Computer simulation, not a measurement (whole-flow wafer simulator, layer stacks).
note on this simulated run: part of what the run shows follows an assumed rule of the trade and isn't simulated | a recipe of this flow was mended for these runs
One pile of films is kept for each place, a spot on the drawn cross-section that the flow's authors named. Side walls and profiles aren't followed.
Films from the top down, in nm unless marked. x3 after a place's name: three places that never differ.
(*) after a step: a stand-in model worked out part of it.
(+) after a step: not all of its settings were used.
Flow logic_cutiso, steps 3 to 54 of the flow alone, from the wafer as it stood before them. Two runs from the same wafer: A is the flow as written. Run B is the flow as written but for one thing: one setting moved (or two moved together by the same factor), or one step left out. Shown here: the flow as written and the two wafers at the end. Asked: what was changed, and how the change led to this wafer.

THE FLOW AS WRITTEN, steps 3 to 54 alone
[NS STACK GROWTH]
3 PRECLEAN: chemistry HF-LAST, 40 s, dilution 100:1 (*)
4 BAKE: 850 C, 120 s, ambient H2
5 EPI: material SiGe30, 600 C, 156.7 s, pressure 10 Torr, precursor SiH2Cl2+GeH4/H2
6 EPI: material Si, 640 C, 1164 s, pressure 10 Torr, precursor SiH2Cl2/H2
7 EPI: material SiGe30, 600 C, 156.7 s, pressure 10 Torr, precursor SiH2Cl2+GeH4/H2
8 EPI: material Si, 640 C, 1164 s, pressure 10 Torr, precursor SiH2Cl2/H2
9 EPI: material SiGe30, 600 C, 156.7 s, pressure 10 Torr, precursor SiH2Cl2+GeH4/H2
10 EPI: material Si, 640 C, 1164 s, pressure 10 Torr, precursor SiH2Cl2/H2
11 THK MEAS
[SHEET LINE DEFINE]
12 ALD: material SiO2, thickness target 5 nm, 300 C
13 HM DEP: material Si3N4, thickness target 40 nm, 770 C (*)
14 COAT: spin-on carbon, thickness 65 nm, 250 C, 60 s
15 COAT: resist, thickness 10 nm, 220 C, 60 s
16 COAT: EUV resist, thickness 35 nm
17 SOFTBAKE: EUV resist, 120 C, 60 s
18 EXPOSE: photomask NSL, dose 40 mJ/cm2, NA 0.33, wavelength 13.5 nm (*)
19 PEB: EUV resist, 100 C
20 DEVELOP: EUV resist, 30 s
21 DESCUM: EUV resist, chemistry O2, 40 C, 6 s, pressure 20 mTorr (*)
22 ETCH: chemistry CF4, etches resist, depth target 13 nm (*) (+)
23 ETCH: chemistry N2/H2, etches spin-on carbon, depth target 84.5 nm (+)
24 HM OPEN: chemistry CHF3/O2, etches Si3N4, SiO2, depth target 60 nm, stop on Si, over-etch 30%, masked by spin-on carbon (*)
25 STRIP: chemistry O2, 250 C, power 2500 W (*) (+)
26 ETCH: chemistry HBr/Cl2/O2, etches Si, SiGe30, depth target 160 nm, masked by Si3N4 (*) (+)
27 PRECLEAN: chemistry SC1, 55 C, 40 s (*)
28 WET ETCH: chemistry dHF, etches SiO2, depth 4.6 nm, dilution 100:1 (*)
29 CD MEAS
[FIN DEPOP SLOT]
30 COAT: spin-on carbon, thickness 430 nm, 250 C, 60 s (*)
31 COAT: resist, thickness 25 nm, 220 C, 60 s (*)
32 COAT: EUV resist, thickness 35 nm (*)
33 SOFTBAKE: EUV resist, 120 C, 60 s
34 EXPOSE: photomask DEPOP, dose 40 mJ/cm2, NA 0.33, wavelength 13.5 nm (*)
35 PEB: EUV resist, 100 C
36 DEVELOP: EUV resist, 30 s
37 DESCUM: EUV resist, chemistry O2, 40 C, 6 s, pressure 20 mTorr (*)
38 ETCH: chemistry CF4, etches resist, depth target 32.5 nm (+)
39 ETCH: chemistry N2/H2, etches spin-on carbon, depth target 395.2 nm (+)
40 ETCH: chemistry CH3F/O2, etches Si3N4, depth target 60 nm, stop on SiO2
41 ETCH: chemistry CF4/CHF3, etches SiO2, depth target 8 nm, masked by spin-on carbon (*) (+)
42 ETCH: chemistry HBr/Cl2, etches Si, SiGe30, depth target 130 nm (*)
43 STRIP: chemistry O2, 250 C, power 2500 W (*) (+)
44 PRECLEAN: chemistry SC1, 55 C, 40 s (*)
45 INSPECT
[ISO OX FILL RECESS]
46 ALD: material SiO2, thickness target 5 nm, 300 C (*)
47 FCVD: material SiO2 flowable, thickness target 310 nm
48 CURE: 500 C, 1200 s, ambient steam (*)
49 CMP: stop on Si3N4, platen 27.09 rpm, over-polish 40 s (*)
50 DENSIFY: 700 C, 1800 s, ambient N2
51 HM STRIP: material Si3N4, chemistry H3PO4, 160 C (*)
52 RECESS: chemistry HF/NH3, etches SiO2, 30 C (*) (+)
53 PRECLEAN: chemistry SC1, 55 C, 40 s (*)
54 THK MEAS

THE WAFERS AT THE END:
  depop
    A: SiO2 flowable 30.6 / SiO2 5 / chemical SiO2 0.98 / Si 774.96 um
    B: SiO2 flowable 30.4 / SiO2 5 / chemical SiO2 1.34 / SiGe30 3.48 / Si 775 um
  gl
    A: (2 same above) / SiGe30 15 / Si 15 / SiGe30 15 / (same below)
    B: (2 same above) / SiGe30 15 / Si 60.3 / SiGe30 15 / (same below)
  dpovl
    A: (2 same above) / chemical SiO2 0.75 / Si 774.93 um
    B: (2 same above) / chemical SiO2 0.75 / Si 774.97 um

The cause: step 8, EPI: 675 C was run, where the flow has 640 C.

How the change led to this, step by step:
  8 EPI: material Si, 640 C, 1164 s, pressure 10 Torr, precursor SiH2Cl2/H2
      depop, dpovl, gfld and 19 more: A Si +15 (new film) | B Si +60.3 (new film)
  26 ETCH: chemistry HBr/Cl2/O2, etches Si, SiGe30, depth target 160 nm, masked by Si3N4 (*) (+)
      dpovl, gfld, gxf, iso, isow, lnri, nsgap: A chemical SiO2 -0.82 (all of it), Si -12 (all of it), SiGe30 -15 (all of it), Si -15 (all of it), SiGe30 -15 (all of it), Si -15 (all of it), SiGe30 -15 (all of it), Si -73 | B chemical SiO2 -0.82 (all of it), Si -12 (all of it), SiGe30 -15 (all of it), Si -60.3 (all of it), SiGe30 -15 (all of it), Si -15 (all of it), SiGe30 -15 (all of it), Si -27.7
  42 ETCH: chemistry HBr/Cl2, etches Si, SiGe30, depth target 130 nm (*)
      depop: A Si -13.8 (all of it), SiGe30 -15 (all of it), Si -15 (all of it), SiGe30 -15 (all of it), Si -15 (all of it), SiGe30 -15 (all of it), Si -41.2 | B Si -13.8 (all of it), SiGe30 -15 (all of it), Si -60.3 (all of it), SiGe30 -15 (all of it), Si -15 (all of it), SiGe30 -10.9
  43 STRIP: chemistry O2, 250 C, power 2500 W (*) (+)
      depop: A chemical SiO2 +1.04 (new film), Si -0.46 | B chemical SiO2 +1.41 (new film), SiGe30 -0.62
